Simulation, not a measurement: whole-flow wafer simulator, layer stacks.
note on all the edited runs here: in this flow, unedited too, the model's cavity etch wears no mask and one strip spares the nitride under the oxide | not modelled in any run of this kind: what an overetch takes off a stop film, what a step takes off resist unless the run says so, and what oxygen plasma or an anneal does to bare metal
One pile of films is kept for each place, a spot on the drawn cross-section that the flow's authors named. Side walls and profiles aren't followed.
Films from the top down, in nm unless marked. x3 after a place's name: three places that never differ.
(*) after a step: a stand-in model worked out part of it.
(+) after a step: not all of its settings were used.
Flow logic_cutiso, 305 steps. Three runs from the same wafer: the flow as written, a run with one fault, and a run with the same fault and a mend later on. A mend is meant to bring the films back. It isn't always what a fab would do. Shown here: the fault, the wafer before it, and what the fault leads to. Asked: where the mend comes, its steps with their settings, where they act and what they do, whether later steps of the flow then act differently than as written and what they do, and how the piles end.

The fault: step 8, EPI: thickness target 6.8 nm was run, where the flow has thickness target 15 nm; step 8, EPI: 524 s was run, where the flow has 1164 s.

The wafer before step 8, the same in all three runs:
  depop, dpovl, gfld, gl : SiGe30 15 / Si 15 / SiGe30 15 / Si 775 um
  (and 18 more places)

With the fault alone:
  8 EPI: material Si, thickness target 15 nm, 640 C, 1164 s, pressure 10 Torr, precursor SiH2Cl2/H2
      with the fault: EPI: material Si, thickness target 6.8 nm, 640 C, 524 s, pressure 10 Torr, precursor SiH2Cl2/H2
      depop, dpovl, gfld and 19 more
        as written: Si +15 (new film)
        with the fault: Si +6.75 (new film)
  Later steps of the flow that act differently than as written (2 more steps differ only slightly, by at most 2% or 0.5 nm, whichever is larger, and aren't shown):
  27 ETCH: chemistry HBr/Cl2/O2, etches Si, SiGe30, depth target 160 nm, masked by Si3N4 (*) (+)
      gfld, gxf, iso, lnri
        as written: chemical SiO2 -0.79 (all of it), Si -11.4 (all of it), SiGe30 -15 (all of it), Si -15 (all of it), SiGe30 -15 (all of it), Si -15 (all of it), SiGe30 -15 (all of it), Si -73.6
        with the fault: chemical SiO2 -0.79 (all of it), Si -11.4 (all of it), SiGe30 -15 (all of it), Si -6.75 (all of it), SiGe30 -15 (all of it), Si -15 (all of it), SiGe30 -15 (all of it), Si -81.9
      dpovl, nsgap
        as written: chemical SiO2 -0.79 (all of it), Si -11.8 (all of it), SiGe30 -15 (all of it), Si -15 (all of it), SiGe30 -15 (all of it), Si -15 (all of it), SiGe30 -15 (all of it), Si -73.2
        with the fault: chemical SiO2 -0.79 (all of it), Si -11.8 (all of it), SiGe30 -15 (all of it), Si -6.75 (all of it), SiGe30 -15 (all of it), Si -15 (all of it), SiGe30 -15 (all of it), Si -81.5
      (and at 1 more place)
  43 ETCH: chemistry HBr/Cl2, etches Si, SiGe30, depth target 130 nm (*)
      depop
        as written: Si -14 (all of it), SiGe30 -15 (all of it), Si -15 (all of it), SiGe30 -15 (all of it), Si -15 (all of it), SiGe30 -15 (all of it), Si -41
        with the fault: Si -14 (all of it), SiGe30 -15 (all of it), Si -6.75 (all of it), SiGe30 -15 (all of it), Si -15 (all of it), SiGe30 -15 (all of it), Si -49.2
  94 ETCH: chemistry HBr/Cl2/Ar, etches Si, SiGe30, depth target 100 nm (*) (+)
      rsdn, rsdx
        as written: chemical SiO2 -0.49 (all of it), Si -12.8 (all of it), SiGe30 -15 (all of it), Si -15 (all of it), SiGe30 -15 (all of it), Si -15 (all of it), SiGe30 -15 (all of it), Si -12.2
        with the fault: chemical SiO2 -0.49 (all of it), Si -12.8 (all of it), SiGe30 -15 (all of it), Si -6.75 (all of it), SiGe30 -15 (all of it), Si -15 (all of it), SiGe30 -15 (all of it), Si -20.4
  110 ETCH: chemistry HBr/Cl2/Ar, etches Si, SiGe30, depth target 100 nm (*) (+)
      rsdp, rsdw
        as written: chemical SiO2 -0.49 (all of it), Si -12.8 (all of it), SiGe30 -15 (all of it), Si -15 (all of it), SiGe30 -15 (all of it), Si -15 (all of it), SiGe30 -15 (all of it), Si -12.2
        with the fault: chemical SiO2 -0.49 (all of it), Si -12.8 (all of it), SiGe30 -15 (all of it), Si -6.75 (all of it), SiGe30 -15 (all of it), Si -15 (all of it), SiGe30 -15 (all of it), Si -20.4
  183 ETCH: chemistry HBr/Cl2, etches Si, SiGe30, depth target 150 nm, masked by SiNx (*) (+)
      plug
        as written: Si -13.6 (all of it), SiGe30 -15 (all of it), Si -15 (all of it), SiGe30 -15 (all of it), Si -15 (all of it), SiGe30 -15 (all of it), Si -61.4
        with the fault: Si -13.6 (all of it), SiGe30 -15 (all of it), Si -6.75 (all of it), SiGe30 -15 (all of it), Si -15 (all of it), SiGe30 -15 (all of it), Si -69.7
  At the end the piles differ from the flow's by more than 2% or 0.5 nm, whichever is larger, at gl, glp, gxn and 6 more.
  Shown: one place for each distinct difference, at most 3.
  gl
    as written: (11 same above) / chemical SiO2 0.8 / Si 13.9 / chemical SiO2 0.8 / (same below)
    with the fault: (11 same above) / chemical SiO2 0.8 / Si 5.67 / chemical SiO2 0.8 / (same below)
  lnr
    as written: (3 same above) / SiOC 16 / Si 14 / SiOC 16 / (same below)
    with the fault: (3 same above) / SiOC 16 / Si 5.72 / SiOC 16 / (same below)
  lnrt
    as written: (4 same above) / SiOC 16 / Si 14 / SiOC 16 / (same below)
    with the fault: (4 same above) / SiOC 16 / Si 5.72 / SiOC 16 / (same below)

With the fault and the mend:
  The mend comes after step 8.
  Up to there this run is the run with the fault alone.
  8a EPI: material Si, thickness target 8.2 nm, 640 C, 636.5 s, pressure 10 Torr, precursor SiH2Cl2/H2 (the flow's step 8 once more, with other settings)
      depop, dpovl, gfld and 19 more
        Si +8.2
  No later step of the flow acts differently than as written, at any place that is followed, by more than 2% or 0.5 nm, whichever is larger.
  At the end the piles differ from the flow's only slightly at the places that both follow, by at most 2% or 0.5 nm, whichever is larger.
